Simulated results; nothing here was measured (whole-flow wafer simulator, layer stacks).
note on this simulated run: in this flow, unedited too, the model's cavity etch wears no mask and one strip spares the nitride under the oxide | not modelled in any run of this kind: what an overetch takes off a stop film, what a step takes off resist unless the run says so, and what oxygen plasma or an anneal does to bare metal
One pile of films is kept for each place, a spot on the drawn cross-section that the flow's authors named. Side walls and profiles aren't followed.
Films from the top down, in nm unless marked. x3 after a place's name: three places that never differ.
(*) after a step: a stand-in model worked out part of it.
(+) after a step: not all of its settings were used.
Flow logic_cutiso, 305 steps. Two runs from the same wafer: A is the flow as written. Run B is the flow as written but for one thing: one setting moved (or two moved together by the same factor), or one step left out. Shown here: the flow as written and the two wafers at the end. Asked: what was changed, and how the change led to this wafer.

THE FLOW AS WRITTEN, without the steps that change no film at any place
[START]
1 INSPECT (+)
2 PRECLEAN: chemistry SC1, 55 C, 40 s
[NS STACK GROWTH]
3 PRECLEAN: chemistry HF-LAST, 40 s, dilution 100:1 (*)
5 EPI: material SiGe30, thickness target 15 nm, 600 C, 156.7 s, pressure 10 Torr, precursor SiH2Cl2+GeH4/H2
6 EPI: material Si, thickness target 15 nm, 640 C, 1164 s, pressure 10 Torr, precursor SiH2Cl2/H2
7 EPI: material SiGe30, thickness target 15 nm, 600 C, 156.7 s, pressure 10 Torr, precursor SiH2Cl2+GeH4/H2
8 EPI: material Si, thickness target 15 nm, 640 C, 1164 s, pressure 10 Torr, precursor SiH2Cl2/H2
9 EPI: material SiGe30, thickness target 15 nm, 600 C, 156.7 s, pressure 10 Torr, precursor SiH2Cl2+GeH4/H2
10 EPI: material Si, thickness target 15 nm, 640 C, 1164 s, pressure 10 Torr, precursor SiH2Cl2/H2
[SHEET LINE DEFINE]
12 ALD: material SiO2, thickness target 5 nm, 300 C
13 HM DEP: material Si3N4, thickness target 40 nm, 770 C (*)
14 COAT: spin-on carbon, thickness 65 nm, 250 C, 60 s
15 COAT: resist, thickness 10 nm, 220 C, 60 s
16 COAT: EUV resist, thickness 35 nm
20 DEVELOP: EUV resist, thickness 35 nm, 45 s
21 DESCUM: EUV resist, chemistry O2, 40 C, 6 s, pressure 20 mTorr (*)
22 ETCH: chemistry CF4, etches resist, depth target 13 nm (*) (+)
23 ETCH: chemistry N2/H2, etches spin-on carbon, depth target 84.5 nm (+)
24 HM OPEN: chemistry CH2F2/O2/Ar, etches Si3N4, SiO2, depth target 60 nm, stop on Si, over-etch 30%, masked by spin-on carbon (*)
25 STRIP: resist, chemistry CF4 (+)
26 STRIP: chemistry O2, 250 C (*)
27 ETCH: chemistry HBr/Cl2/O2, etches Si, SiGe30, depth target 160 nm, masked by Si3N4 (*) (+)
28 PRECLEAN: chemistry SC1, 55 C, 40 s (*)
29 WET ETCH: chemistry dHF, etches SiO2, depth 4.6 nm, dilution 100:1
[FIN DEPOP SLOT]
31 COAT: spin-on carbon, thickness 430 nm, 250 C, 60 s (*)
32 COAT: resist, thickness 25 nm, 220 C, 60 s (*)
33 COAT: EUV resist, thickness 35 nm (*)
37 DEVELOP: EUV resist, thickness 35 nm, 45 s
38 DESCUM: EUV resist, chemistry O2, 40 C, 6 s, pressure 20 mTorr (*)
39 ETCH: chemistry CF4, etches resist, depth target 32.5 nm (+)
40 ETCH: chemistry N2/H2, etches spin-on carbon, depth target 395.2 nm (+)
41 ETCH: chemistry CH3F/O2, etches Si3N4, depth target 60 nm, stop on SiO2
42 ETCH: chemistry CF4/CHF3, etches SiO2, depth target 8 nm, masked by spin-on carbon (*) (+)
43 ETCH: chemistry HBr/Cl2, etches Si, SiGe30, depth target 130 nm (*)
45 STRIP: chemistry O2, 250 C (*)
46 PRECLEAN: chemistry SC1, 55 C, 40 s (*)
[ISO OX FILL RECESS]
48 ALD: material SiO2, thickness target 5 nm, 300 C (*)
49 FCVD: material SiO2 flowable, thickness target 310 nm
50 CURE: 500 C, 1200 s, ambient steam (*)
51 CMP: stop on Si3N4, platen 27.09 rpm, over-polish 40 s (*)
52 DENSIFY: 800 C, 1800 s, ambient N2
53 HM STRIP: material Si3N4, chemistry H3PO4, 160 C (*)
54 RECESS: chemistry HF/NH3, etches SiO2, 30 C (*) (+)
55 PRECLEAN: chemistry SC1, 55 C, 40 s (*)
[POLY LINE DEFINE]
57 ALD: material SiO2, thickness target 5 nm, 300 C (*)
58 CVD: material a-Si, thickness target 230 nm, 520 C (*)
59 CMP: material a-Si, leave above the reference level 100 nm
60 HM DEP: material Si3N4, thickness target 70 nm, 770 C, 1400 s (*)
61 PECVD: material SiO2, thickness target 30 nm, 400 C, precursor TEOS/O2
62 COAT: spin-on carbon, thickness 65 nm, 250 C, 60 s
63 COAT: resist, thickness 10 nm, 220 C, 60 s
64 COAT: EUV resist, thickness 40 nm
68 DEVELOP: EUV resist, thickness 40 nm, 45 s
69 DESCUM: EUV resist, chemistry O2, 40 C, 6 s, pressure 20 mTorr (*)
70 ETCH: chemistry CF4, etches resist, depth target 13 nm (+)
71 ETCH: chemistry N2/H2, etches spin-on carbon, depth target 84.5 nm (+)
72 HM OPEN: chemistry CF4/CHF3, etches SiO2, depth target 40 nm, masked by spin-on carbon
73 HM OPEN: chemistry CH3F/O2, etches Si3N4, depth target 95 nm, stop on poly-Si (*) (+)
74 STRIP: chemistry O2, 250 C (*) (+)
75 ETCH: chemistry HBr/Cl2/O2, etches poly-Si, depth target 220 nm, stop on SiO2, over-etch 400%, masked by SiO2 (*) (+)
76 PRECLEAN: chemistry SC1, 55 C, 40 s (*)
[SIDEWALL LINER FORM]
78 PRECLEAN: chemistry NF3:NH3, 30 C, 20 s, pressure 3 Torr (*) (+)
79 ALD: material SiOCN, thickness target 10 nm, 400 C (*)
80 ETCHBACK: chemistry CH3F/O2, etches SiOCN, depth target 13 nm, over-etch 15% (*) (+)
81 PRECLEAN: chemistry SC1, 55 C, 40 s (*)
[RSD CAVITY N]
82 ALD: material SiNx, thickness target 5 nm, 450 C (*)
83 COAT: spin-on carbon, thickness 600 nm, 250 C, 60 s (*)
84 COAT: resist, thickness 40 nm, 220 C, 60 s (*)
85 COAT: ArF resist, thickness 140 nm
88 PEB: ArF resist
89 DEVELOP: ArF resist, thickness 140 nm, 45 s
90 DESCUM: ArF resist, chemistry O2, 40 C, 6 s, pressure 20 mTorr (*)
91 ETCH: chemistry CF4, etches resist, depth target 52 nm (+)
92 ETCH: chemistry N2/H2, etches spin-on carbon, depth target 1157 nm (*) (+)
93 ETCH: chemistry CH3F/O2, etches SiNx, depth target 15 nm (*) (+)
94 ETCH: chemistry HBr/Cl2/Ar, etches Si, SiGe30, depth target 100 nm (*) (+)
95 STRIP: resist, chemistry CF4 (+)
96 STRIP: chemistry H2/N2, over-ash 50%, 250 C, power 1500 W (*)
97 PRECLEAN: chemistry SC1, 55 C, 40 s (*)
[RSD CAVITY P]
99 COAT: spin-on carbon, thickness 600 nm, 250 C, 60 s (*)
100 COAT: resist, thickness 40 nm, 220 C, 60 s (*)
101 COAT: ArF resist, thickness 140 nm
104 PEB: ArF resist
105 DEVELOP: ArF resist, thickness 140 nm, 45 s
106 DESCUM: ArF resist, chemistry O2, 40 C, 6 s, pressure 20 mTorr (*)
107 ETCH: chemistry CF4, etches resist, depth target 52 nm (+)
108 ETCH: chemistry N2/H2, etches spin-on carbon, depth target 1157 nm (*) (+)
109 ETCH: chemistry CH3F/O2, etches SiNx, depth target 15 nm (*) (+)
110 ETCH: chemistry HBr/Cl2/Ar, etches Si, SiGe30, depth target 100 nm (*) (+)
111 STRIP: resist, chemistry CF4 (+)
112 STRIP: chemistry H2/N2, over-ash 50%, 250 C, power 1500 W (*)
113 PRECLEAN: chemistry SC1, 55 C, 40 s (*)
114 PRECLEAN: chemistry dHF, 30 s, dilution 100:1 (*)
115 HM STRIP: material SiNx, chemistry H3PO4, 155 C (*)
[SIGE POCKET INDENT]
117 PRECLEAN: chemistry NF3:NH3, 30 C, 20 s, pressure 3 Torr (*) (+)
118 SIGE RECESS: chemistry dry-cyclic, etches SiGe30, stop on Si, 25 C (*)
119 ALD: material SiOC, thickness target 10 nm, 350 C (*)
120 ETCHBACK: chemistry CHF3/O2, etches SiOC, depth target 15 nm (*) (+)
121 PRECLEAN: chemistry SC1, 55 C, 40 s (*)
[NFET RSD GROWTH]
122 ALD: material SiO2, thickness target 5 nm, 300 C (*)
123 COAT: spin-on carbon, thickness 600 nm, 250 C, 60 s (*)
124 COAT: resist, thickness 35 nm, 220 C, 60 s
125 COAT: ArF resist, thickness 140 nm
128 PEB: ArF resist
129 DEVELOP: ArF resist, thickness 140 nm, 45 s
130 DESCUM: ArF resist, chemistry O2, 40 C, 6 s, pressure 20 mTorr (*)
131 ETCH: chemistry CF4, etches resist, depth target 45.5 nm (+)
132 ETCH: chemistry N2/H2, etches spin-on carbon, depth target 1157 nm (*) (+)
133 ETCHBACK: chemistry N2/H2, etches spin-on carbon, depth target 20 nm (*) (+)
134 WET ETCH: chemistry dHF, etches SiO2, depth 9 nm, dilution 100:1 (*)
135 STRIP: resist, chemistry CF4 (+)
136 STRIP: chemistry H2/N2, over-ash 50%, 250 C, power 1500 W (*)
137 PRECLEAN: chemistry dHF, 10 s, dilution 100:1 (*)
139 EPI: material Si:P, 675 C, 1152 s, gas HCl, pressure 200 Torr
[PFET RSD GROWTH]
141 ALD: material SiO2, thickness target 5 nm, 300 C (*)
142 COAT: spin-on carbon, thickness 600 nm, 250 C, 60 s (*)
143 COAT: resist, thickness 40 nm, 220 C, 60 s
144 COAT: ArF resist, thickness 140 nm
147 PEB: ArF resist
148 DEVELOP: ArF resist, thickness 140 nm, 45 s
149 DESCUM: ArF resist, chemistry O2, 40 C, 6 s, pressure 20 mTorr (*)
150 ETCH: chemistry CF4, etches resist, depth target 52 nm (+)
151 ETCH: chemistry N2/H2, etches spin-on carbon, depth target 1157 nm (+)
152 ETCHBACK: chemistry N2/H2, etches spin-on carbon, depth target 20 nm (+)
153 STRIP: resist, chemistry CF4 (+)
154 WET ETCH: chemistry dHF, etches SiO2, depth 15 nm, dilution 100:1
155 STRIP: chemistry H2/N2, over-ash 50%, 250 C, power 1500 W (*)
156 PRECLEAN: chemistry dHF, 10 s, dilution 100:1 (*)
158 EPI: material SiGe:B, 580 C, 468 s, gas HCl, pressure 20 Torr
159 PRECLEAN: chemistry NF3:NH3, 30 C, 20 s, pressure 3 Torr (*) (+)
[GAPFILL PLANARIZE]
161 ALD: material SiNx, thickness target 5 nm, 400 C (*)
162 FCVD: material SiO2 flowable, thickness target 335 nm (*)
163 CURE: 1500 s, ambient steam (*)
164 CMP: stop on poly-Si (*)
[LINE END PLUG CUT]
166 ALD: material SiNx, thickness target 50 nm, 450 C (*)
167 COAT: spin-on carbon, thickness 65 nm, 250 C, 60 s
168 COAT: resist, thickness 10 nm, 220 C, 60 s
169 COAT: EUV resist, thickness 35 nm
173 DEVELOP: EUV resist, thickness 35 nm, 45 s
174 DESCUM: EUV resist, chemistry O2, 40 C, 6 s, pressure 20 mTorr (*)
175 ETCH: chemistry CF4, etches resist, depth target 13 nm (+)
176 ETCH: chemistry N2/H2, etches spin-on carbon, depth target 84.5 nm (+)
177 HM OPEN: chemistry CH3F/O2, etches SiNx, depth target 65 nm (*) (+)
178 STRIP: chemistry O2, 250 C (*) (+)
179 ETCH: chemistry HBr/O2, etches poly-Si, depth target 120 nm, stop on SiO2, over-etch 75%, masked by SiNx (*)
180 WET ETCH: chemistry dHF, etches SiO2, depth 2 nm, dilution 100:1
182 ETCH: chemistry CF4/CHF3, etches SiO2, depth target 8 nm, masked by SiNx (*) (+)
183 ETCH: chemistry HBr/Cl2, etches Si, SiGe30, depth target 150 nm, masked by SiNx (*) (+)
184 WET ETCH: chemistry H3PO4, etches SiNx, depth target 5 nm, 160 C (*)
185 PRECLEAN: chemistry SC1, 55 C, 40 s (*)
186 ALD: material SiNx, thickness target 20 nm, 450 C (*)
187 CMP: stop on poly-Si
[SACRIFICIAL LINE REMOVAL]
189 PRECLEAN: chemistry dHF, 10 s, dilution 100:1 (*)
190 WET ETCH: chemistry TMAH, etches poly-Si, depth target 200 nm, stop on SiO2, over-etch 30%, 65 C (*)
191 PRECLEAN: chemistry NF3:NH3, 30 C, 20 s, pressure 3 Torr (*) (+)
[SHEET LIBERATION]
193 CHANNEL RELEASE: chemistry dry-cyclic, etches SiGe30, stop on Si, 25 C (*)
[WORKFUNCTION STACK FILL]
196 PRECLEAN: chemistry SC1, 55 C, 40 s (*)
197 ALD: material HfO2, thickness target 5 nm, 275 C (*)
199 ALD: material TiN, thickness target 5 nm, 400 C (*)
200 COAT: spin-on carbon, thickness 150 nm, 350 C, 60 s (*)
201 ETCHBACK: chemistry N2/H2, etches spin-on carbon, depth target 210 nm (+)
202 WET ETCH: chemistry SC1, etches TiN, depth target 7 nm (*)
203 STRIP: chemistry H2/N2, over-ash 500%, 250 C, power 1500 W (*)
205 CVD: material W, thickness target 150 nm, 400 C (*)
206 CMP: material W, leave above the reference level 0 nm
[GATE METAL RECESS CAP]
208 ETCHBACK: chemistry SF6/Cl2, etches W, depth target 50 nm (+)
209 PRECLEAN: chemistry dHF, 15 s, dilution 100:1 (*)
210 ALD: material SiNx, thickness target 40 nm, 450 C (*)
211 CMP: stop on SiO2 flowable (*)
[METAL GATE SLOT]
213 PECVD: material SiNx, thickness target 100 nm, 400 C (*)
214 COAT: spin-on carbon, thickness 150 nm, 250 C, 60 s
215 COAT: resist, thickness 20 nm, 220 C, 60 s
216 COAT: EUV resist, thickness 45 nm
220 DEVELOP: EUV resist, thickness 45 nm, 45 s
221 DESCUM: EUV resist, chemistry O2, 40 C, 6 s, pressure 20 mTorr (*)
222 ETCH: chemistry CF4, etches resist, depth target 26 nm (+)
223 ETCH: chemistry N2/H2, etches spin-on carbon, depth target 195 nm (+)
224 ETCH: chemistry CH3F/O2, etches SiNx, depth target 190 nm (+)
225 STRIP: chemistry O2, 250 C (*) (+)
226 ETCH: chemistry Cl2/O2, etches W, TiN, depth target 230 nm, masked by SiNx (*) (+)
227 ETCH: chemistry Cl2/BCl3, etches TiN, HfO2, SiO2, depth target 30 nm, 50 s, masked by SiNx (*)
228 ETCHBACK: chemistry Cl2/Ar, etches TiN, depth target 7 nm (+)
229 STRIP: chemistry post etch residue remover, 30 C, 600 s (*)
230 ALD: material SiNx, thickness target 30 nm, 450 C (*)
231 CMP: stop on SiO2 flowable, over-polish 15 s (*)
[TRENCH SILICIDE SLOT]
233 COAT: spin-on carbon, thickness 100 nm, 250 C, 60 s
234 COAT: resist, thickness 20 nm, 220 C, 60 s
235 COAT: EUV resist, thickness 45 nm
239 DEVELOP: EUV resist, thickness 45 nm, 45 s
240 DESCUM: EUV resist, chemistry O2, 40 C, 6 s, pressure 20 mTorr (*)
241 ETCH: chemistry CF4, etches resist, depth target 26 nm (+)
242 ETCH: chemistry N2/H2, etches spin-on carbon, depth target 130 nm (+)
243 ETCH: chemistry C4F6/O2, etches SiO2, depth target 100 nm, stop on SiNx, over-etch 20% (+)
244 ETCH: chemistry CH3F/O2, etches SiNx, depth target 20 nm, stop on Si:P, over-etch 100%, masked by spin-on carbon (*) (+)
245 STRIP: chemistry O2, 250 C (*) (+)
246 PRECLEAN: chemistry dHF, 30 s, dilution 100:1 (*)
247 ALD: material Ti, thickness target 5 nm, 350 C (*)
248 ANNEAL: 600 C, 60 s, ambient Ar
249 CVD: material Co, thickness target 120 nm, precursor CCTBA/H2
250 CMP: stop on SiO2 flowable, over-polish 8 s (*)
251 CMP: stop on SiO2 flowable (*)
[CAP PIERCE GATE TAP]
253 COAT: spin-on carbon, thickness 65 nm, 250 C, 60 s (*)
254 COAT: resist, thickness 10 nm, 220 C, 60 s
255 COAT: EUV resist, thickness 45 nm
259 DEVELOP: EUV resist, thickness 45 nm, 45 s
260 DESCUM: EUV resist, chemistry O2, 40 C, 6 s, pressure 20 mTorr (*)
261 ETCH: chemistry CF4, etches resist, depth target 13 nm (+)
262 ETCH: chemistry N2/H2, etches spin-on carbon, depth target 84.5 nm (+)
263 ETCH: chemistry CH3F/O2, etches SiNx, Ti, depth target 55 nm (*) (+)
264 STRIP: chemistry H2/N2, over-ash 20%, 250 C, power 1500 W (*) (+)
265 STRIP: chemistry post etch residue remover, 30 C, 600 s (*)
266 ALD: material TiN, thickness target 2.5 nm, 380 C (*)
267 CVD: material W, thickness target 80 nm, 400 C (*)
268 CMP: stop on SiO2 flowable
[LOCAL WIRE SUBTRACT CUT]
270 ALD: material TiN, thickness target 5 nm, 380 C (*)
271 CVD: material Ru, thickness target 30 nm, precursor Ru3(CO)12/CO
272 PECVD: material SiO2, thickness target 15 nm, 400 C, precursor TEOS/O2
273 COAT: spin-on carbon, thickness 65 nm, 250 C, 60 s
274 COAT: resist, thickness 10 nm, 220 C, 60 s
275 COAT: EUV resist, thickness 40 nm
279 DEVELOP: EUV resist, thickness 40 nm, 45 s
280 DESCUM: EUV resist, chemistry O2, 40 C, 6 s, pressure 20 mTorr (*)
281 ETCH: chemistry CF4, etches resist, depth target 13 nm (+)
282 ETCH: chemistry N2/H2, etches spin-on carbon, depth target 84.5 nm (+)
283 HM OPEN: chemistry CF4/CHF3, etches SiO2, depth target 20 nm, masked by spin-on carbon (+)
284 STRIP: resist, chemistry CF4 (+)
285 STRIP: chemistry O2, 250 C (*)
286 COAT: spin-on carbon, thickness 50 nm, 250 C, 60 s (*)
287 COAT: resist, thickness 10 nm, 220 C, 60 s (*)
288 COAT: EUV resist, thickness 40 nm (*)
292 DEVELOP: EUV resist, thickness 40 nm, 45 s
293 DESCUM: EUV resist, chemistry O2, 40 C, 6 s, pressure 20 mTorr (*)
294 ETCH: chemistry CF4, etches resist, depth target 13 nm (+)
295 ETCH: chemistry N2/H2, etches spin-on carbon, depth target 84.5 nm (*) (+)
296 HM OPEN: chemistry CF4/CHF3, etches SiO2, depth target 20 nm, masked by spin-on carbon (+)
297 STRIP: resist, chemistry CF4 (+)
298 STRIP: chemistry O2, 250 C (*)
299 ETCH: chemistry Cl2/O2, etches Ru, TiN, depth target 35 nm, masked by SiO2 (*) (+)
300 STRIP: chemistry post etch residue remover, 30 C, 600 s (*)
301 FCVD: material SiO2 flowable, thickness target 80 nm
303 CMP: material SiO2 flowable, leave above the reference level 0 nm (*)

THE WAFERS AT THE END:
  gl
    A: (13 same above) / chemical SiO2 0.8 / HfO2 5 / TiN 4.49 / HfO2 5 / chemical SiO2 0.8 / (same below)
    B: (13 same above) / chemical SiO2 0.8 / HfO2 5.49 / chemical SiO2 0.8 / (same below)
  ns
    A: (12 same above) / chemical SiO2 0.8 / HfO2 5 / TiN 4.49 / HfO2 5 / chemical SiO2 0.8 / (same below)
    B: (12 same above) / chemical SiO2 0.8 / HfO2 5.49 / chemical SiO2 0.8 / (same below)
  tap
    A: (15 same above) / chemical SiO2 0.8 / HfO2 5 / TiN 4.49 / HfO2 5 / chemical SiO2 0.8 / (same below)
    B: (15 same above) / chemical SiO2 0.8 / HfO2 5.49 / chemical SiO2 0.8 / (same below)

The cause: step 7, EPI: thickness target 6 nm was run, where the flow has thickness target 15 nm; step 7, EPI: 62.7 s was run, where the flow has 156.7 s.

How the change led to this, step by step:
  7 EPI: material SiGe30, thickness target 15 nm, 600 C, 156.7 s, pressure 10 Torr, precursor SiH2Cl2+GeH4/H2
      depop, dpovl, gfld and 19 more: A SiGe30 +15 (new film) | B SiGe30 +6 (new film)
  27 ETCH: chemistry HBr/Cl2/O2, etches Si, SiGe30, depth target 160 nm, masked by Si3N4 (*) (+)
      gfld, gxf, iso, lnri: A chemical SiO2 -0.79 (all of it), Si -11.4 (all of it), SiGe30 -15 (all of it), Si -15 (all of it), SiGe30 -15 (all of it), Si -15 (all of it), SiGe30 -15 (all of it), Si -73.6 | B chemical SiO2 -0.79 (all of it), Si -11.4 (all of it), SiGe30 -15 (all of it), Si -15 (all of it), SiGe30 -6 (all of it), Si -15 (all of it), SiGe30 -15 (all of it), Si -82.6
      dpovl, nsgap: A chemical SiO2 -0.79 (all of it), Si -11.8 (all of it), SiGe30 -15 (all of it), Si -15 (all of it), SiGe30 -15 (all of it), Si -15 (all of it), SiGe30 -15 (all of it), Si -73.2 | B chemical SiO2 -0.79 (all of it), Si -11.8 (all of it), SiGe30 -15 (all of it), Si -15 (all of it), SiGe30 -6 (all of it), Si -15 (all of it), SiGe30 -15 (all of it), Si -82.2
      (and at 1 more place)
  43 ETCH: chemistry HBr/Cl2, etches Si, SiGe30, depth target 130 nm (*)
      depop: A Si -14 (all of it), SiGe30 -15 (all of it), Si -15 (all of it), SiGe30 -15 (all of it), Si -15 (all of it), SiGe30 -15 (all of it), Si -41 | B Si -14 (all of it), SiGe30 -15 (all of it), Si -15 (all of it), SiGe30 -6 (all of it), Si -15 (all of it), SiGe30 -15 (all of it), Si -50
  94 ETCH: chemistry HBr/Cl2/Ar, etches Si, SiGe30, depth target 100 nm (*) (+)
      rsdn, rsdx: A chemical SiO2 -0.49 (all of it), Si -12.8 (all of it), SiGe30 -15 (all of it), Si -15 (all of it), SiGe30 -15 (all of it), Si -15 (all of it), SiGe30 -15 (all of it), Si -12.2 | B chemical SiO2 -0.49 (all of it), Si -12.8 (all of it), SiGe30 -15 (all of it), Si -15 (all of it), SiGe30 -6 (all of it), Si -15 (all of it), SiGe30 -15 (all of it), Si -21.2
  110 ETCH: chemistry HBr/Cl2/Ar, etches Si, SiGe30, depth target 100 nm (*) (+)
      rsdp, rsdw: A chemical SiO2 -0.49 (all of it), Si -12.8 (all of it), SiGe30 -15 (all of it), Si -15 (all of it), SiGe30 -15 (all of it), Si -15 (all of it), SiGe30 -15 (all of it), Si -12.2 | B chemical SiO2 -0.49 (all of it), Si -12.8 (all of it), SiGe30 -15 (all of it), Si -15 (all of it), SiGe30 -6 (all of it), Si -15 (all of it), SiGe30 -15 (all of it), Si -21.2
  118 SIGE RECESS: chemistry dry-cyclic, etches SiGe30, stop on Si, 25 C (*)
      lnr, lnrp, lnrt: A SiOCN -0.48, Si -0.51, cavity +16 (new film), SiGe30 -15 (all of it), Si -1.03, cavity +16 (new film), SiGe30 -15 (all of it), Si -1.03, cavity +16 (new film), SiGe30 -15 (all of it), Si -0.51 | B SiOCN -0.48, Si -0.51, cavity +16 (new film), SiGe30 -15 (all of it), Si -1.03, cavity +7.03 (new film), SiGe30 -6 (all of it), Si -1.03, cavity +16 (new film), SiGe30 -15 (all of it), Si -0.51
  119 ALD: material SiOC, thickness target 10 nm, 350 C (*)
      lnr, lnrp, lnrt: A SiOC +10 (new film), SiOC +16 (new film), cavity -16 (all of it), SiOC +16 (new film), cavity -16 (all of it), SiOC +16 (new film), cavity -16 (all of it) | B SiOC +10 (new film), SiOC +16 (new film), cavity -16 (all of it), SiOC +7.03 (new film), cavity -7.03 (all of it), SiOC +16 (new film), cavity -16 (all of it)
  183 ETCH: chemistry HBr/Cl2, etches Si, SiGe30, depth target 150 nm, masked by SiNx (*) (+)
      plug: A Si -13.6 (all of it), SiGe30 -15 (all of it), Si -15 (all of it), SiGe30 -15 (all of it), Si -15 (all of it), SiGe30 -15 (all of it), Si -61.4 | B Si -13.6 (all of it), SiGe30 -15 (all of it), Si -15 (all of it), SiGe30 -6 (all of it), Si -15 (all of it), SiGe30 -15 (all of it), Si -70.4
  193 CHANNEL RELEASE: chemistry dry-cyclic, etches SiGe30, stop on Si, 25 C (*)
      gl, glp, gxn, gxp, ns, tap: A chemical SiO2 +0.8 (new film), Si -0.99, chemical SiO2 +0.8 (new film), cavity +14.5 (new film), chemical SiO2 +0.8 (new film), SiGe30 -15 (all of it), Si -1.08, chemical SiO2 +0.8 (new film), cavity +14.5 (new film), chemical SiO2 +0.8 (new film), SiGe30 -15 (all of it), Si -1.08, chemical SiO2 +0.8 (new film), cavity +14.5 (new film), chemical SiO2 +0.8 (new film), SiGe30 -15 (all of it), Si -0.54 | B chemical SiO2 +0.8 (new film), Si -0.99, chemical SiO2 +0.8 (new film), cavity +14.5 (new film), chemical SiO2 +0.8 (new film), SiGe30 -15 (all of it), Si -1.08, chemical SiO2 +0.8 (new film), cavity +5.49 (new film), chemical SiO2 +0.8 (new film), SiGe30 -6 (all of it), Si -1.08, chemical SiO2 +0.8 (new film), cavity +14.5 (new film), chemical SiO2 +0.8 (new film), SiGe30 -15 (all of it), Si -0.54
  197 ALD: material HfO2, thickness target 5 nm, 275 C (*)
      gl, glp, gxn, gxp, ns, tap: A HfO2 +5 (new film), HfO2 +5 (new film), cavity -10, HfO2 +5 (new film), HfO2 +5 (new film), cavity -10, HfO2 +5 (new film), HfO2 +5 (new film), cavity -10, HfO2 +5 (new film) | B HfO2 +5 (new film), HfO2 +5 (new film), cavity -10, HfO2 +5 (new film), HfO2 +5.49 (new film), cavity -5.49 (all of it), HfO2 +5 (new film), cavity -10, HfO2 +5 (new film)
  199 ALD: material TiN, thickness target 5 nm, 400 C (*)
      gl, glp, tap: A TiN +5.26 (new film), TiN +4.49 (new film), cavity -4.49 (all of it), TiN +4.49 (new film), cavity -4.49 (all of it), TiN +4.49 (new film), cavity -4.49 (all of it) | B TiN +5.26 (new film), TiN +4.49 (new film), cavity -4.49 (all of it), TiN +4.49 (new film), cavity -4.49 (all of it)
      gxn, gxp, ns: A TiN +5 (new film), TiN +4.49 (new film), cavity -4.49 (all of it), TiN +4.49 (new film), cavity -4.49 (all of it), TiN +4.49 (new film), cavity -4.49 (all of it) | B TiN +5 (new film), TiN +4.49 (new film), cavity -4.49 (all of it), TiN +4.49 (new film), cavity -4.49 (all of it)
Counting metal films that touch as one body, gl has 3 bodies (between them, from the top down: HfO2 5 / chemical SiO2 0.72 / Si 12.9 / chemical SiO2 0.8 / HfO2 5; HfO2 5 / chemical SiO2 0.8 / Si 13.9 / chemical SiO2 0.8 / HfO2 5.49 / chemical SiO2 0.8 / Si 13.9 / chemical SiO2 0.8 / HfO2 5); the flow as written gives 4 bodies (between them, from the top down: HfO2 5 / chemical SiO2 0.72 / Si 12.9 / chemical SiO2 0.8 / HfO2 5; HfO2 5 / chemical SiO2 0.8 / Si 13.9 / chemical SiO2 0.8 / HfO2 5; HfO2 5 / chemical SiO2 0.8 / Si 13.9 / chemical SiO2 0.8 / HfO2 5).
Counting metal films that touch as one body, ns has 3 bodies (between them, from the top down: HfO2 5 / chemical SiO2 0.72 / Si 12.9 / chemical SiO2 0.8 / HfO2 5; HfO2 5 / chemical SiO2 0.8 / Si 13.9 / chemical SiO2 0.8 / HfO2 5.49 / chemical SiO2 0.8 / Si 13.9 / chemical SiO2 0.8 / HfO2 5); the flow as written gives 4 bodies (between them, from the top down: HfO2 5 / chemical SiO2 0.72 / Si 12.9 / chemical SiO2 0.8 / HfO2 5; HfO2 5 / chemical SiO2 0.8 / Si 13.9 / chemical SiO2 0.8 / HfO2 5; HfO2 5 / chemical SiO2 0.8 / Si 13.9 / chemical SiO2 0.8 / HfO2 5).
Counting metal films that touch as one body, tap has 3 bodies (between them, from the top down: HfO2 5 / chemical SiO2 0.72 / Si 12.9 / chemical SiO2 0.8 / HfO2 5; HfO2 5 / chemical SiO2 0.8 / Si 13.9 / chemical SiO2 0.8 / HfO2 5.49 / chemical SiO2 0.8 / Si 13.9 / chemical SiO2 0.8 / HfO2 5); the flow as written gives 4 bodies (between them, from the top down: HfO2 5 / chemical SiO2 0.72 / Si 12.9 / chemical SiO2 0.8 / HfO2 5; HfO2 5 / chemical SiO2 0.8 / Si 13.9 / chemical SiO2 0.8 / HfO2 5; HfO2 5 / chemical SiO2 0.8 / Si 13.9 / chemical SiO2 0.8 / HfO2 5).
